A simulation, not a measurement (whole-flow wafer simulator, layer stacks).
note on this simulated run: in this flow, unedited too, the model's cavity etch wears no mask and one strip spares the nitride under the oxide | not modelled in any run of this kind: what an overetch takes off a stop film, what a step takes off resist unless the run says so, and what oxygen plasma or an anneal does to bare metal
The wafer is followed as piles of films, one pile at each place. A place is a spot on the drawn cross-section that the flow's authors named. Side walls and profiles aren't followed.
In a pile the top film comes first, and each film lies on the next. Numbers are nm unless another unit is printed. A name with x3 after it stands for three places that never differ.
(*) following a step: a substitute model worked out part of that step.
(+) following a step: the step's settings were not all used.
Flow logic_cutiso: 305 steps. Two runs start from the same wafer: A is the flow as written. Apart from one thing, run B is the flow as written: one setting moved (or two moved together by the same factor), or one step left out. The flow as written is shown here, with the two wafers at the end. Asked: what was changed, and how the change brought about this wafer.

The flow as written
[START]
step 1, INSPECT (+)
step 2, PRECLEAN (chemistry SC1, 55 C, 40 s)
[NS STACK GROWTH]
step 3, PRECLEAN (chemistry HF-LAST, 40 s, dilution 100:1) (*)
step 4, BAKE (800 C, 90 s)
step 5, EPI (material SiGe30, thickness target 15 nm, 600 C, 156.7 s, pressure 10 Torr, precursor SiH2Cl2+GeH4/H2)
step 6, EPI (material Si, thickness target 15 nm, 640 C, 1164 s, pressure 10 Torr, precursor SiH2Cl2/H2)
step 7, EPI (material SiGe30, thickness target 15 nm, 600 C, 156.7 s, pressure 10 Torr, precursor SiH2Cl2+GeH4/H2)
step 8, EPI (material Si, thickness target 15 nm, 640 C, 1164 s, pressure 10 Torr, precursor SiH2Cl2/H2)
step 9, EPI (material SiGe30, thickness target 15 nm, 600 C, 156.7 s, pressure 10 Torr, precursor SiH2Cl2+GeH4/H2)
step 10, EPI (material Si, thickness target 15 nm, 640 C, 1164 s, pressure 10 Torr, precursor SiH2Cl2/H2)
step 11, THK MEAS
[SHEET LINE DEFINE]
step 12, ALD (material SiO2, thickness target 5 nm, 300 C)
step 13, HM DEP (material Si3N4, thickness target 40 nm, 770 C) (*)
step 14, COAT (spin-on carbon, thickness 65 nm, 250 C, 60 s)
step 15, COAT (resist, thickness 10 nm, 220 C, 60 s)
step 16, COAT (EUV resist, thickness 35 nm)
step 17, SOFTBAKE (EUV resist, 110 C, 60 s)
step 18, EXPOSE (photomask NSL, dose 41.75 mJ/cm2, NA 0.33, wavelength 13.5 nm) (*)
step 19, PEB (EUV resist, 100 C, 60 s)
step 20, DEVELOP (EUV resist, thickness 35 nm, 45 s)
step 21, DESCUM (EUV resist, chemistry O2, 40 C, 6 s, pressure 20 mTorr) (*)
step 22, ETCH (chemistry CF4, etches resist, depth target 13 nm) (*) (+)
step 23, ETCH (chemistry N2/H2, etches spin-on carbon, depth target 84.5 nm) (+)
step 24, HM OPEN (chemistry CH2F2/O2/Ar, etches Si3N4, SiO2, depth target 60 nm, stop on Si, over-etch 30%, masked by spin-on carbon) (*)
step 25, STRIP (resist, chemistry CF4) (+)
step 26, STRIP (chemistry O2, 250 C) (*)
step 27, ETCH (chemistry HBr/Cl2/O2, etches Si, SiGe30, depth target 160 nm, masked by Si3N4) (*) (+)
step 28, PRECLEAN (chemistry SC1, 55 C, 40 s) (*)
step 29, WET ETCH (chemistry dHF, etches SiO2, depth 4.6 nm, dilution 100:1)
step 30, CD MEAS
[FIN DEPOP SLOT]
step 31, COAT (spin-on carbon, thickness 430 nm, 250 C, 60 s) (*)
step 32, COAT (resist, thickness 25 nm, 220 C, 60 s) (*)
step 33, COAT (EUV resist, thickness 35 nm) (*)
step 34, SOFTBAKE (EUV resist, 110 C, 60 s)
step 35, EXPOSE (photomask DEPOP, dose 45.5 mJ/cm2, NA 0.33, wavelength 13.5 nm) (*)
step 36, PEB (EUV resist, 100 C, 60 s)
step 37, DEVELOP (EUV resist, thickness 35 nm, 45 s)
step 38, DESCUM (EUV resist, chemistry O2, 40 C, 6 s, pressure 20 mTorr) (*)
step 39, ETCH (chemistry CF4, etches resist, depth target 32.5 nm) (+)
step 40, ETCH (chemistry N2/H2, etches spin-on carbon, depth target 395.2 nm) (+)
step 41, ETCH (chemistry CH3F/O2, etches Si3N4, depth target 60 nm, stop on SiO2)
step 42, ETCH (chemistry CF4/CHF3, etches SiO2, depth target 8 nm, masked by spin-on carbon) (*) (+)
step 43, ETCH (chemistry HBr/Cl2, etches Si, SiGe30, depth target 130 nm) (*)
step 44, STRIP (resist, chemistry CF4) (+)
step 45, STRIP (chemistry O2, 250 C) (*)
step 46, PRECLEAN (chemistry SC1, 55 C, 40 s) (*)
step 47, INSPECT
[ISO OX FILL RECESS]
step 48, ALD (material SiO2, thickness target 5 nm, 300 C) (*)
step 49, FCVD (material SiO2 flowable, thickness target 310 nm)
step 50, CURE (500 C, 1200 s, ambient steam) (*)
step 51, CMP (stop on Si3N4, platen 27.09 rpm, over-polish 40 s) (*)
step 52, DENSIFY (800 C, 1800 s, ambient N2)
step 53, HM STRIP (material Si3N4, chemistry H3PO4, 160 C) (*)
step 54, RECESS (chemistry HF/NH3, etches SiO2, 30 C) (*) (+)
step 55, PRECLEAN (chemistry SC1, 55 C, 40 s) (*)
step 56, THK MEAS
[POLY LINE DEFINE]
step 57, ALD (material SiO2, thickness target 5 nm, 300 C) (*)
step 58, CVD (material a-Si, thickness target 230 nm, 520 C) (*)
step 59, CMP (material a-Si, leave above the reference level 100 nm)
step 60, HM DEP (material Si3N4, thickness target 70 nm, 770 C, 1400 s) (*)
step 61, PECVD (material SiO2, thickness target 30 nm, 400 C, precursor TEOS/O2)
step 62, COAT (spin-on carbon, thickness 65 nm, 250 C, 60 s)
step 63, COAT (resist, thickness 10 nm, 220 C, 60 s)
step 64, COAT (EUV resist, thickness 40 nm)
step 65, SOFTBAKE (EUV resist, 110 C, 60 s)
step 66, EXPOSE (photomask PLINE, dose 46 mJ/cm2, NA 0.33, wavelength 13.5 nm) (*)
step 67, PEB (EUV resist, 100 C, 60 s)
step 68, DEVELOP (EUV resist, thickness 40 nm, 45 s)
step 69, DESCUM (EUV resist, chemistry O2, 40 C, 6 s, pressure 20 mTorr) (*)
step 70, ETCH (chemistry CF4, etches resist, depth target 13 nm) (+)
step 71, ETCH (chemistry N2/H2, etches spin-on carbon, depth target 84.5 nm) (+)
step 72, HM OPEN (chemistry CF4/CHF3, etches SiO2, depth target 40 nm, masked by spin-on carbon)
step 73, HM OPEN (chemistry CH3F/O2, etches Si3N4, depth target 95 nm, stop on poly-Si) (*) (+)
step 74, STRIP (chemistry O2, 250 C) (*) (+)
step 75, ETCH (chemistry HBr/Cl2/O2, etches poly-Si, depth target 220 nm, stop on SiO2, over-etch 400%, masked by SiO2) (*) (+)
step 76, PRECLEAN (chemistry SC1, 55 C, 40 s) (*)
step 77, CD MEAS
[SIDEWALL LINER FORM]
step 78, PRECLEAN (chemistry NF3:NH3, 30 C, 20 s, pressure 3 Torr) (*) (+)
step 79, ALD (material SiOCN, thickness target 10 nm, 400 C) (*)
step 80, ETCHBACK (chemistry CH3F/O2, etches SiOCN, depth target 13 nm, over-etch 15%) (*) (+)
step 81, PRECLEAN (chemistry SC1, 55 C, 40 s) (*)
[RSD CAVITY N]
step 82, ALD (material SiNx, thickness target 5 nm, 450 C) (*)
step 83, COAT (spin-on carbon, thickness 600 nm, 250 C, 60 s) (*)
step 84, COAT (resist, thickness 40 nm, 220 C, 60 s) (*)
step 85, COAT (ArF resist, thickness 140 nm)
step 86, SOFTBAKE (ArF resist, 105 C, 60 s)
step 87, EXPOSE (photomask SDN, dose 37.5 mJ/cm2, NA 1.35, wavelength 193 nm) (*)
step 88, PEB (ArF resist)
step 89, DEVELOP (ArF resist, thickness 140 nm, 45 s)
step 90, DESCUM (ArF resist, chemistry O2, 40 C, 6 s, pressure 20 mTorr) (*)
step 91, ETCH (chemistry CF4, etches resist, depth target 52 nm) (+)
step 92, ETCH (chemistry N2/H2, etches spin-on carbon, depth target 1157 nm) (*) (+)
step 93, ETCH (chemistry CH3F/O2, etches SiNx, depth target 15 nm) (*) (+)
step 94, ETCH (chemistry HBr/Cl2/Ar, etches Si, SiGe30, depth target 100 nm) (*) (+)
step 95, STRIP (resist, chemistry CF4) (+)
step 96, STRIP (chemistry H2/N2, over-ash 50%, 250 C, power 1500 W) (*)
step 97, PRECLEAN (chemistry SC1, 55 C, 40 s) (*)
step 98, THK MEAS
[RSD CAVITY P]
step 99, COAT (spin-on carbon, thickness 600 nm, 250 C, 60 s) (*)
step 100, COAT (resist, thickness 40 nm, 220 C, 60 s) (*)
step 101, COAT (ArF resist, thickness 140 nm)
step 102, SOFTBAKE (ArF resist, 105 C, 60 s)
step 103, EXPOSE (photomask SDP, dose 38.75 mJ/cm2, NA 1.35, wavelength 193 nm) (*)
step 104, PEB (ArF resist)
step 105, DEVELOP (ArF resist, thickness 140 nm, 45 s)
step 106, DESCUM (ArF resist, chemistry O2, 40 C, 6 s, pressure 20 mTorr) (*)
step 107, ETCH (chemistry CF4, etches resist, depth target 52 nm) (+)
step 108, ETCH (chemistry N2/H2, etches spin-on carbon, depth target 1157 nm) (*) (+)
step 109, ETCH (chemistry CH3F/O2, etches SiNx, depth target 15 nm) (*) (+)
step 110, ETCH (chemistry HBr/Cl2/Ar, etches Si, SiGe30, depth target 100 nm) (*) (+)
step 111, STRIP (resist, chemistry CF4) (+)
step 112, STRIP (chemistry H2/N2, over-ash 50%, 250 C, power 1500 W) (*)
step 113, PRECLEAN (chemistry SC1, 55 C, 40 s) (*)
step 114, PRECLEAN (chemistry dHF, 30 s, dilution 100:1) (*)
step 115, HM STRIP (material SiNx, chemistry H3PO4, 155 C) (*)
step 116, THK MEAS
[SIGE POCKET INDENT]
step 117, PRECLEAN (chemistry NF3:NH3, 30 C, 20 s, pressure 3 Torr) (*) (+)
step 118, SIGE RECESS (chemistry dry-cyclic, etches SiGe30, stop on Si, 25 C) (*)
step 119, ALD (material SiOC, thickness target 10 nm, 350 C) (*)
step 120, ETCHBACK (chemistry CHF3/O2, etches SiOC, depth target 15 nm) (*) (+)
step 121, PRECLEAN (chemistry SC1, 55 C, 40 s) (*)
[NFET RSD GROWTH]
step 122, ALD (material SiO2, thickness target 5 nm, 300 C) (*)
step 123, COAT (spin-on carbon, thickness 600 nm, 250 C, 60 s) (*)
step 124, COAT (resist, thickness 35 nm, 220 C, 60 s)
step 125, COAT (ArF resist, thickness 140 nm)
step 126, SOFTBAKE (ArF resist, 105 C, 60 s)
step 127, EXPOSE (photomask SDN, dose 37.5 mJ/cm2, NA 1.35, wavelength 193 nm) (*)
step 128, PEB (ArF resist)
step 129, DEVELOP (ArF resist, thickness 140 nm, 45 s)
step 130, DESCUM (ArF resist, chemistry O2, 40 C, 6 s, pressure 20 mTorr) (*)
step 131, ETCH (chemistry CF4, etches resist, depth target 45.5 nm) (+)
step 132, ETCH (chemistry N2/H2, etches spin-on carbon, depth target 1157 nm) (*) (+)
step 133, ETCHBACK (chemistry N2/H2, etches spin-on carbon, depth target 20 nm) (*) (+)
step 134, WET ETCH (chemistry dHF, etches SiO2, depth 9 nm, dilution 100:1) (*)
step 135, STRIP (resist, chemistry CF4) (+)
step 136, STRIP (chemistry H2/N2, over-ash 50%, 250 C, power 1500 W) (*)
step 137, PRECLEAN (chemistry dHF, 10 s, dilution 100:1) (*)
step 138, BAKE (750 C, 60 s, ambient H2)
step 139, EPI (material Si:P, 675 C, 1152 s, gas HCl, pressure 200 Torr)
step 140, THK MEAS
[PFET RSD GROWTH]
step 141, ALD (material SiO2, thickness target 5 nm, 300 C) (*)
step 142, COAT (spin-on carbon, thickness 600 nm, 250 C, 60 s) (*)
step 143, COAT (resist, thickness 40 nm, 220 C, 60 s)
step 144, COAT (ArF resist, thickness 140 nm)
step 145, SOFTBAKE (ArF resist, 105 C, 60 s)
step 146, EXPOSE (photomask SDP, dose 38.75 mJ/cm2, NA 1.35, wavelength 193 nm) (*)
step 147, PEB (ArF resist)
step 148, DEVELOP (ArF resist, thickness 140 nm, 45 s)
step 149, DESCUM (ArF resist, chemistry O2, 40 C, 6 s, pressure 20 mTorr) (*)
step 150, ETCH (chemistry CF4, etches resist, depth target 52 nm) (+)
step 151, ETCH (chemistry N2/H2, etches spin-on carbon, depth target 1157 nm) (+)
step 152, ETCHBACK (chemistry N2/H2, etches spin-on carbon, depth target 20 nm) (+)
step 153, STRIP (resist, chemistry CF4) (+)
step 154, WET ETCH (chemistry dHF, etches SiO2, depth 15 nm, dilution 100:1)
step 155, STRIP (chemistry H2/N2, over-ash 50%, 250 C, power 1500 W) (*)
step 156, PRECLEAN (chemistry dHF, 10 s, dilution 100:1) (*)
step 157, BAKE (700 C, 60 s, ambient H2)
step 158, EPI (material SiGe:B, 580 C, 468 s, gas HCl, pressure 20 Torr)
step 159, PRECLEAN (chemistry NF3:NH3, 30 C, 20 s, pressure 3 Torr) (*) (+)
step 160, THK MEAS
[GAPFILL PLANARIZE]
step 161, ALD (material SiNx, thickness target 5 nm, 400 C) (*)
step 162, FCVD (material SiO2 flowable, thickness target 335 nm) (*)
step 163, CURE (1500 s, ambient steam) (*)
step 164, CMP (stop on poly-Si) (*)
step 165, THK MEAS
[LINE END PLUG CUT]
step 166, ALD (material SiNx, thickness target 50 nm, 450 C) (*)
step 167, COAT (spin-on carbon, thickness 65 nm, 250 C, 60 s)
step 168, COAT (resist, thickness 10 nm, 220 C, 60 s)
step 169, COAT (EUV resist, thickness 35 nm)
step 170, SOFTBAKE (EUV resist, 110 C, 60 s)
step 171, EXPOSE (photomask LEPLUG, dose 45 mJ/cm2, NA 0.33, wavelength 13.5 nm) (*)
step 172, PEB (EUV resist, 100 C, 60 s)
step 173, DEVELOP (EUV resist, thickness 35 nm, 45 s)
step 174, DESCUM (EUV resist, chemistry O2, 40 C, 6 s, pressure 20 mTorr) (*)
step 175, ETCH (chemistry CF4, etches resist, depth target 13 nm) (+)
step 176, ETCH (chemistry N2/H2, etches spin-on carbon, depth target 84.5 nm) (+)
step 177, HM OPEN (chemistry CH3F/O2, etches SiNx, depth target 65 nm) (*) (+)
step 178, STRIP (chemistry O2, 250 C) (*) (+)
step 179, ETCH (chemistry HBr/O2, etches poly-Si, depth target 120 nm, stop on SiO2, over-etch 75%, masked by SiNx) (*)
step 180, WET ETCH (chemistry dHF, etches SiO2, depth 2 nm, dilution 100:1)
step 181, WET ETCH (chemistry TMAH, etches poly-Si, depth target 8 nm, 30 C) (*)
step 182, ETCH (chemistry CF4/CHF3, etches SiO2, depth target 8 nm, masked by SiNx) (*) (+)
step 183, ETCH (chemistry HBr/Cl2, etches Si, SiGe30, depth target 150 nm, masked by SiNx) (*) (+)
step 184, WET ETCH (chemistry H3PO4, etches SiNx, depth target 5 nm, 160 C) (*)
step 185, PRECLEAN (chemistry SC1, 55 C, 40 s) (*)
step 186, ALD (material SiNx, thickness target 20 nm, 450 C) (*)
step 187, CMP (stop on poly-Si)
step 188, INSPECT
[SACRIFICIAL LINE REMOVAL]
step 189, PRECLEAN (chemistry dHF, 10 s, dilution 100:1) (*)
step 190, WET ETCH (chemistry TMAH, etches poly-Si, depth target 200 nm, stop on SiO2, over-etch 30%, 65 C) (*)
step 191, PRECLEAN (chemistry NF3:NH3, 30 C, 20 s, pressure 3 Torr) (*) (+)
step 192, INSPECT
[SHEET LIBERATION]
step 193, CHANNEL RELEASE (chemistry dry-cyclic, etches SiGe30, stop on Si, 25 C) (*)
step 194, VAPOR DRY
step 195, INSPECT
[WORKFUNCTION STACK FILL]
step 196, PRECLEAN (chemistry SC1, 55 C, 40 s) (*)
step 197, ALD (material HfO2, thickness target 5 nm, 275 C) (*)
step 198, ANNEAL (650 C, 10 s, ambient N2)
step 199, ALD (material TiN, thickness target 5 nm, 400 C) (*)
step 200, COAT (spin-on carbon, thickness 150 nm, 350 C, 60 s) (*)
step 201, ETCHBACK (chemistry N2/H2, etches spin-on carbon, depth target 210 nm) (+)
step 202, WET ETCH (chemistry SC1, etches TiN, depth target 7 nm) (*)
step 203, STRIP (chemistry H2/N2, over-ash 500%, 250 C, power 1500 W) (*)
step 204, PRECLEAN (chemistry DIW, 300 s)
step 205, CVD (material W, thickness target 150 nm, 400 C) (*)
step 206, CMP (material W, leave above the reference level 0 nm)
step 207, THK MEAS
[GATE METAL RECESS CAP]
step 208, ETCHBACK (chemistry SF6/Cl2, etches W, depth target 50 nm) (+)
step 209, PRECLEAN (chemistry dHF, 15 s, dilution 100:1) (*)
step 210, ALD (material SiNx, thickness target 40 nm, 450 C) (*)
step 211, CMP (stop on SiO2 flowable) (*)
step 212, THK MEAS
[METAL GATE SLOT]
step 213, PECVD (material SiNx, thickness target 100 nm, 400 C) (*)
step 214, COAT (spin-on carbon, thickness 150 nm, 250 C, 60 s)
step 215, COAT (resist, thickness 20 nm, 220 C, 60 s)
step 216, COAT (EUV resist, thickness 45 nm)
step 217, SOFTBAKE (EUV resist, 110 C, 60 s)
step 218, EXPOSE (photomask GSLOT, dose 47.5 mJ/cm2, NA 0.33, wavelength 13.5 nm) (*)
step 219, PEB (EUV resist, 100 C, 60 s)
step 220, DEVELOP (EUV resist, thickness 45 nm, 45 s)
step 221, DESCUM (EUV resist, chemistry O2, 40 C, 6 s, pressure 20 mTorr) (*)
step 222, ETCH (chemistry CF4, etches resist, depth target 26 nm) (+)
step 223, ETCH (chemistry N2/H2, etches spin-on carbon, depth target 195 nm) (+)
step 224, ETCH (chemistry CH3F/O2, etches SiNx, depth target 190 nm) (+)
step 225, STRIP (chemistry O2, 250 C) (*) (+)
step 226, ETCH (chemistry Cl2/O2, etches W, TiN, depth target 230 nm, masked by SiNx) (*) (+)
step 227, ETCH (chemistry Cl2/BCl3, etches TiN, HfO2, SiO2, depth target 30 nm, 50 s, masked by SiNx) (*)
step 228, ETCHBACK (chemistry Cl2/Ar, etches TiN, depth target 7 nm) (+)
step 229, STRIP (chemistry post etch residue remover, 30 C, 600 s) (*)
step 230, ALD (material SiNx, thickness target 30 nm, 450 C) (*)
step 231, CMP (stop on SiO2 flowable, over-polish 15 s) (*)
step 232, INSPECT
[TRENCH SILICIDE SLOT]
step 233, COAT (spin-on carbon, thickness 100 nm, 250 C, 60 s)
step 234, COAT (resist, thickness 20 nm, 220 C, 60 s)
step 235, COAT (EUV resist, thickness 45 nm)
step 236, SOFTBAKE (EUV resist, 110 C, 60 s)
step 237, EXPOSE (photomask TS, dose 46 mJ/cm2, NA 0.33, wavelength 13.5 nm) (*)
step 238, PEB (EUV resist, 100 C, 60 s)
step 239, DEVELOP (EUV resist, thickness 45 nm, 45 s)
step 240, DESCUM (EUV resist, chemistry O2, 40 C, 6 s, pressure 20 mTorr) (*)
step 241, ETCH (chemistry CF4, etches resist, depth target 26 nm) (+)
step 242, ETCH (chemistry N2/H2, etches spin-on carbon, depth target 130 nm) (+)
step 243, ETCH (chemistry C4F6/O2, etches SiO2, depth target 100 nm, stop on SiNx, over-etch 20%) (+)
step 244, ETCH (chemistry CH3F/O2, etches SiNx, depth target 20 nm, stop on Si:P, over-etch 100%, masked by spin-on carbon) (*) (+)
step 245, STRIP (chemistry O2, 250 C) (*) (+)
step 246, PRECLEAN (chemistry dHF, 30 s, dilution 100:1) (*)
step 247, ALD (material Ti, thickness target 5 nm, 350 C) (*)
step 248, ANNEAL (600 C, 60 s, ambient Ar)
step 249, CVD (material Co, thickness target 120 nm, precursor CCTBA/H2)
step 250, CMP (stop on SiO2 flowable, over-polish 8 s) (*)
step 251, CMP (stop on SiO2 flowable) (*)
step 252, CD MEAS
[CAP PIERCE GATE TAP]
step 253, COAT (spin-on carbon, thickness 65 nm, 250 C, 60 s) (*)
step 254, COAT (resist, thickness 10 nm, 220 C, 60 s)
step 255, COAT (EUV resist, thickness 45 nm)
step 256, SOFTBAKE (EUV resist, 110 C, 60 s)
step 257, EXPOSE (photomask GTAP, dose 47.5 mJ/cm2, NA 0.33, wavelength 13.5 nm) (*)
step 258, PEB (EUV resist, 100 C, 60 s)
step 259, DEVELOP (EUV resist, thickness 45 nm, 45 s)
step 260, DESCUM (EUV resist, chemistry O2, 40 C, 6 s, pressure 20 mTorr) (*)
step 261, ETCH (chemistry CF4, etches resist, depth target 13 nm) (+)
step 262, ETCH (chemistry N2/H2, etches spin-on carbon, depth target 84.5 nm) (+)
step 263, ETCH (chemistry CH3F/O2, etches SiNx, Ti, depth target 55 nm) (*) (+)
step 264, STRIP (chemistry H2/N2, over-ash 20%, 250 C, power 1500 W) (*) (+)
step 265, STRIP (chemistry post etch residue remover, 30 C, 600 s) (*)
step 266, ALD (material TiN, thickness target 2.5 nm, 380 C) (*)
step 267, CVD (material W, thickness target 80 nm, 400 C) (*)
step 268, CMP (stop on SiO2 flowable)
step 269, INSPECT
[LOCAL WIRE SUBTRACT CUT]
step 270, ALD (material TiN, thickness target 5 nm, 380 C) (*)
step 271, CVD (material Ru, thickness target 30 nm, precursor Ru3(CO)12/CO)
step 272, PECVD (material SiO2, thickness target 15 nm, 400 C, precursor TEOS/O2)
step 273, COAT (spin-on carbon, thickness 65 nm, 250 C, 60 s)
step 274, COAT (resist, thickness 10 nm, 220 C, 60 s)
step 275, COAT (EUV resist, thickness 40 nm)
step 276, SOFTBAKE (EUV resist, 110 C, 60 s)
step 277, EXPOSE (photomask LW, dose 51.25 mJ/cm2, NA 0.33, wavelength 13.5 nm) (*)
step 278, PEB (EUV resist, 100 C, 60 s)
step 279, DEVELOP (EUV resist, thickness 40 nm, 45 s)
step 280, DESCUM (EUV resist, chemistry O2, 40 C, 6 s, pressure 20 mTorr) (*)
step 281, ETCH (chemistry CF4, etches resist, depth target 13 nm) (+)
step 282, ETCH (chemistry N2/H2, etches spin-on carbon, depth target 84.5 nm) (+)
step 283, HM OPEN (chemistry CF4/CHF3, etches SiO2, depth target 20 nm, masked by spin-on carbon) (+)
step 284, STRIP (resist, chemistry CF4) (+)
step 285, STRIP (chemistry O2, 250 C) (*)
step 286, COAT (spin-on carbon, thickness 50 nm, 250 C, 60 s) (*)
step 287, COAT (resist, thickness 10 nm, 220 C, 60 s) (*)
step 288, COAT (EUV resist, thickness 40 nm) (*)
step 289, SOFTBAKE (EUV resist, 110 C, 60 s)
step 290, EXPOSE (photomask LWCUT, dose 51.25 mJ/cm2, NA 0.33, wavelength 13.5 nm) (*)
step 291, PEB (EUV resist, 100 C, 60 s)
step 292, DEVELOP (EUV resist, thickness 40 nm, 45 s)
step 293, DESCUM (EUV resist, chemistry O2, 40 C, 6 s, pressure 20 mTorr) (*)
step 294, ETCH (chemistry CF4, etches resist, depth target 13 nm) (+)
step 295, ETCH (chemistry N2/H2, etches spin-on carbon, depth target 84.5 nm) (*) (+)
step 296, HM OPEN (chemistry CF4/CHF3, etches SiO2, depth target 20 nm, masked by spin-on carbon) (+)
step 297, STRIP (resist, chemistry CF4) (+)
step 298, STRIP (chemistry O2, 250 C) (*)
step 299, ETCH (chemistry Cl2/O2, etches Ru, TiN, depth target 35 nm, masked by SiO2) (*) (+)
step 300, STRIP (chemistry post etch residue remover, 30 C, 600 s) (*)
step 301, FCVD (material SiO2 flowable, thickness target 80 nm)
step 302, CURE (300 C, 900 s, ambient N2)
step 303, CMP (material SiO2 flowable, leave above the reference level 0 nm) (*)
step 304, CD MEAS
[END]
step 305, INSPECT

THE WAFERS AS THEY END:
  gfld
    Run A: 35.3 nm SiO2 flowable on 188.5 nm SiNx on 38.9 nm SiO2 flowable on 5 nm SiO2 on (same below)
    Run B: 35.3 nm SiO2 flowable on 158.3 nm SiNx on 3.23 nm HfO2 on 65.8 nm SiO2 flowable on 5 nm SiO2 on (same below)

The reason: step 227, ETCH: chemistry Cl2/BCl3, etches TiN, HfO2, SiO2, depth target 30 nm, 50 s, masked by SiNx (*), was not run.

The path from the change to this, step by step:
  step 230, ALD (material SiNx, thickness target 30 nm, 450 C) (*)
      gfld: A SiNx gains 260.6 (new film) | B SiNx gains 267.9 (new film)
  step 231, CMP (stop on SiO2 flowable, over-polish 15 s) (*)
      depop, dpovl, gfld and 10 more: A SiNx loses 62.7 | B SiNx loses 100.2
      lnr, lnri, lnrp, lnrt: A SiNx loses 61 (all of it), SiOCN loses 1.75 | B SiNx loses 98.4 (all of it), SiOCN loses 1.75
      (and at 5 other places as well)
